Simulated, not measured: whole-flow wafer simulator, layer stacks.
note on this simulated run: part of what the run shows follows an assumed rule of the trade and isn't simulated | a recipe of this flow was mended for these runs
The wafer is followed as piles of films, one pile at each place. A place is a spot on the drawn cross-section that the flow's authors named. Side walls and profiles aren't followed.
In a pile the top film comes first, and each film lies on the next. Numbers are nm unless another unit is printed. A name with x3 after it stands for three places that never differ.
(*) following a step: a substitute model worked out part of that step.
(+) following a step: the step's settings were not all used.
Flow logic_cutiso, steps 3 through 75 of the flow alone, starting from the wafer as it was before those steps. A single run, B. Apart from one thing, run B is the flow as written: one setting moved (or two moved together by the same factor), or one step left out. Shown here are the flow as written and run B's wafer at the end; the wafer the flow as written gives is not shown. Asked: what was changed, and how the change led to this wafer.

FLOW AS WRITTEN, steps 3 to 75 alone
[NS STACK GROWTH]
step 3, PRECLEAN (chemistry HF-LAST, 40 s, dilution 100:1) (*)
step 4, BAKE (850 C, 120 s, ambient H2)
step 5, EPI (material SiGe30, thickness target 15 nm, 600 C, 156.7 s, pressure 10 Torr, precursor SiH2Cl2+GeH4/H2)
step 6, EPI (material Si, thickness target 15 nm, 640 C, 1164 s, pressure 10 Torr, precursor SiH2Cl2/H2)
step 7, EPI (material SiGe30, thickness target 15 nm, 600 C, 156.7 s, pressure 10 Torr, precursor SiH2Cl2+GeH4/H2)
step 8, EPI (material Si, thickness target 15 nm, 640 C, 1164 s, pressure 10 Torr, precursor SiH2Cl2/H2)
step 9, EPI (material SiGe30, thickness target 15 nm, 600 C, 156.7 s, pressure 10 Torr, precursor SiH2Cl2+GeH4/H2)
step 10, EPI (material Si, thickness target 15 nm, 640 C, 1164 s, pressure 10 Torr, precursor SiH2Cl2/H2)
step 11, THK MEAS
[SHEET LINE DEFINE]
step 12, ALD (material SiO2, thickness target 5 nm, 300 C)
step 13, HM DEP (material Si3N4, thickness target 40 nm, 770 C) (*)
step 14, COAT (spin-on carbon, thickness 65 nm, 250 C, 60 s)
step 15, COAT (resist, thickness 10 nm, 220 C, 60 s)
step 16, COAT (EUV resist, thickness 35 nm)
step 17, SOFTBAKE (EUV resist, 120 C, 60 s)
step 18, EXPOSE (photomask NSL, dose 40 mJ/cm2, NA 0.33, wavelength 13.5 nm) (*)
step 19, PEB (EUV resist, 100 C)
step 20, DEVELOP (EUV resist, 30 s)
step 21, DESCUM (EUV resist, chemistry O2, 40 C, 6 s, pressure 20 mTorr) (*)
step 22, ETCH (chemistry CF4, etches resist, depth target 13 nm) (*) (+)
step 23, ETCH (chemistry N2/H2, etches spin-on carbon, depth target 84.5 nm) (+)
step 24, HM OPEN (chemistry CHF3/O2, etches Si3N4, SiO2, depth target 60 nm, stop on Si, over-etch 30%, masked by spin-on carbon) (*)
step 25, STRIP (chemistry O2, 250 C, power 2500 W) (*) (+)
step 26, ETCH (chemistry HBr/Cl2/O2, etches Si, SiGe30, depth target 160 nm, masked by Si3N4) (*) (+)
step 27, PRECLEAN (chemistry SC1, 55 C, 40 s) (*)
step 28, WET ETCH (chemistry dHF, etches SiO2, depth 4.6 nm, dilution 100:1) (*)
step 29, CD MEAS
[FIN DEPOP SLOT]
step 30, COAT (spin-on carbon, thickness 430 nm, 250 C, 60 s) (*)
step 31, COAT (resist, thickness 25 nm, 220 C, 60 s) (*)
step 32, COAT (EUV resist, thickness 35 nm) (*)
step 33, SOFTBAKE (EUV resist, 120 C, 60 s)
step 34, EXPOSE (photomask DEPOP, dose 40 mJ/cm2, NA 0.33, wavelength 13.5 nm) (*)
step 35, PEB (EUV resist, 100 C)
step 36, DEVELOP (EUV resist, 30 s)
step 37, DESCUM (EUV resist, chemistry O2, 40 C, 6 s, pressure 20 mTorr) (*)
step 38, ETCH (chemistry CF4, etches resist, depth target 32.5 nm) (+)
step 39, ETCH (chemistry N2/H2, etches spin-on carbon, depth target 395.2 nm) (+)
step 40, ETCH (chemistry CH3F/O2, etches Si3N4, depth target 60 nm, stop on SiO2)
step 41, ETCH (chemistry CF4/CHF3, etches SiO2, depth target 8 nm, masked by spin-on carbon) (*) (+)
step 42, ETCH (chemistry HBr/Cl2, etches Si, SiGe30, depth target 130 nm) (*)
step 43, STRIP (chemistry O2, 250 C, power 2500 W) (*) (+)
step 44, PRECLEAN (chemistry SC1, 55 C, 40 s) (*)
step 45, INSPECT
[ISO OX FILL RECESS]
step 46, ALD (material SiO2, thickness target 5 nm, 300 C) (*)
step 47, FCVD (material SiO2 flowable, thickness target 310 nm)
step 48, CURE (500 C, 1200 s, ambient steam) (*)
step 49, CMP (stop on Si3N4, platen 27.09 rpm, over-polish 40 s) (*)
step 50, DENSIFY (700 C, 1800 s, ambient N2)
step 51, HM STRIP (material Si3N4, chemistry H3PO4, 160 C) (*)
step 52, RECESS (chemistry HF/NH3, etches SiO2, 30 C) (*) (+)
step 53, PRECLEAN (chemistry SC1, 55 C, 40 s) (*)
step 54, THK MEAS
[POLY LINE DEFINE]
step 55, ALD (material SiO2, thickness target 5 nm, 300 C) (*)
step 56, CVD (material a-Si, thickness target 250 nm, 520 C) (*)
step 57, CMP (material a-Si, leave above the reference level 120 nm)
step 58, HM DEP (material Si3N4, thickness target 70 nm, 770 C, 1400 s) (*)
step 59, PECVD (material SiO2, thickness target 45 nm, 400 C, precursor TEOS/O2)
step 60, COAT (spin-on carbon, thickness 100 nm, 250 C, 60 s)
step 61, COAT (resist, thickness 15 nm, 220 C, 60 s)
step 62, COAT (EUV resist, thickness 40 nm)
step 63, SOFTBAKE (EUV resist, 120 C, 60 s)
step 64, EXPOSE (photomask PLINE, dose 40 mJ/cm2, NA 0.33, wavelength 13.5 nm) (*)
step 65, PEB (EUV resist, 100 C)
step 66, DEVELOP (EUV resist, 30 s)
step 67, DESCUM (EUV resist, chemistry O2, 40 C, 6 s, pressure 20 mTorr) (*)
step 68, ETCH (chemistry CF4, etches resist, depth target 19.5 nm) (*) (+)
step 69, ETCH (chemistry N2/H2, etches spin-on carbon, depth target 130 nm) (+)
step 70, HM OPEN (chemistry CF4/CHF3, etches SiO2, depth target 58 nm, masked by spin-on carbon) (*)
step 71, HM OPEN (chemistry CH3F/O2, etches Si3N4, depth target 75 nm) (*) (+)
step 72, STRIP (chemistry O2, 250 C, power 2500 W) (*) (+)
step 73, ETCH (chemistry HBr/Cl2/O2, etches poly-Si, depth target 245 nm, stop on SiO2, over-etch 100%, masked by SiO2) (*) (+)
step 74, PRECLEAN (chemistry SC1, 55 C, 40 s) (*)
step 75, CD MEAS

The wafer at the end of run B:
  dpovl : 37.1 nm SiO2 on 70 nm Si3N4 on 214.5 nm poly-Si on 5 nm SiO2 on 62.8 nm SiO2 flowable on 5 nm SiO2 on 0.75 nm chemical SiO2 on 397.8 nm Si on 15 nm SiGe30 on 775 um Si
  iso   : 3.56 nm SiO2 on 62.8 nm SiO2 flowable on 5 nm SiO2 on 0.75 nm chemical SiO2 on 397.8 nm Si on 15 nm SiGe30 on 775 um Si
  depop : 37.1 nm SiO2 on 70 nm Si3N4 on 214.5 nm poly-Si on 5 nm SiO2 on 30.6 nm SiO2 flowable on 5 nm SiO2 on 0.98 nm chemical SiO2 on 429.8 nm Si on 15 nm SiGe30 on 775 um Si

Cause: step 6, EPI: 736 C was run, while the flow as written has 640 C.

Step by step, how the change led to this:
  step 6, EPI (material Si, thickness target 15 nm, 640 C, 1164 s, pressure 10 Torr, precursor SiH2Cl2/H2)
      depop, dpovl, gfld and 19 more: +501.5 Si (new film) (in the flow as written it would be: +15 Si (new film))
  step 26, ETCH (chemistry HBr/Cl2/O2, etches Si, SiGe30, depth target 160 nm, masked by Si3N4) (*) (+)
      dpovl, gfld, gxf, iso, isow, lnri, nsgap: -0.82 chemical SiO2 (all of it), -12 Si (all of it), -15 SiGe30 (all of it), -15 Si (all of it), -15 SiGe30 (all of it), -103 Si (in the flow as written it would be: -0.82 chemical SiO2 (all of it), -12 Si (all of it), -15 SiGe30 (all of it), -15 Si (all of it), -15 SiGe30 (all of it), -15 Si (all of it), -15 SiGe30 (all of it), -73 Si)
  step 42, ETCH (chemistry HBr/Cl2, etches Si, SiGe30, depth target 130 nm) (*)
      depop: -13.8 Si (all of it), -15 SiGe30 (all of it), -15 Si (all of it), -15 SiGe30 (all of it), -71.2 Si (in the flow as written it would be: -13.8 Si (all of it), -15 SiGe30 (all of it), -15 Si (all of it), -15 SiGe30 (all of it), -15 Si (all of it), -15 SiGe30 (all of it), -41.2 Si)
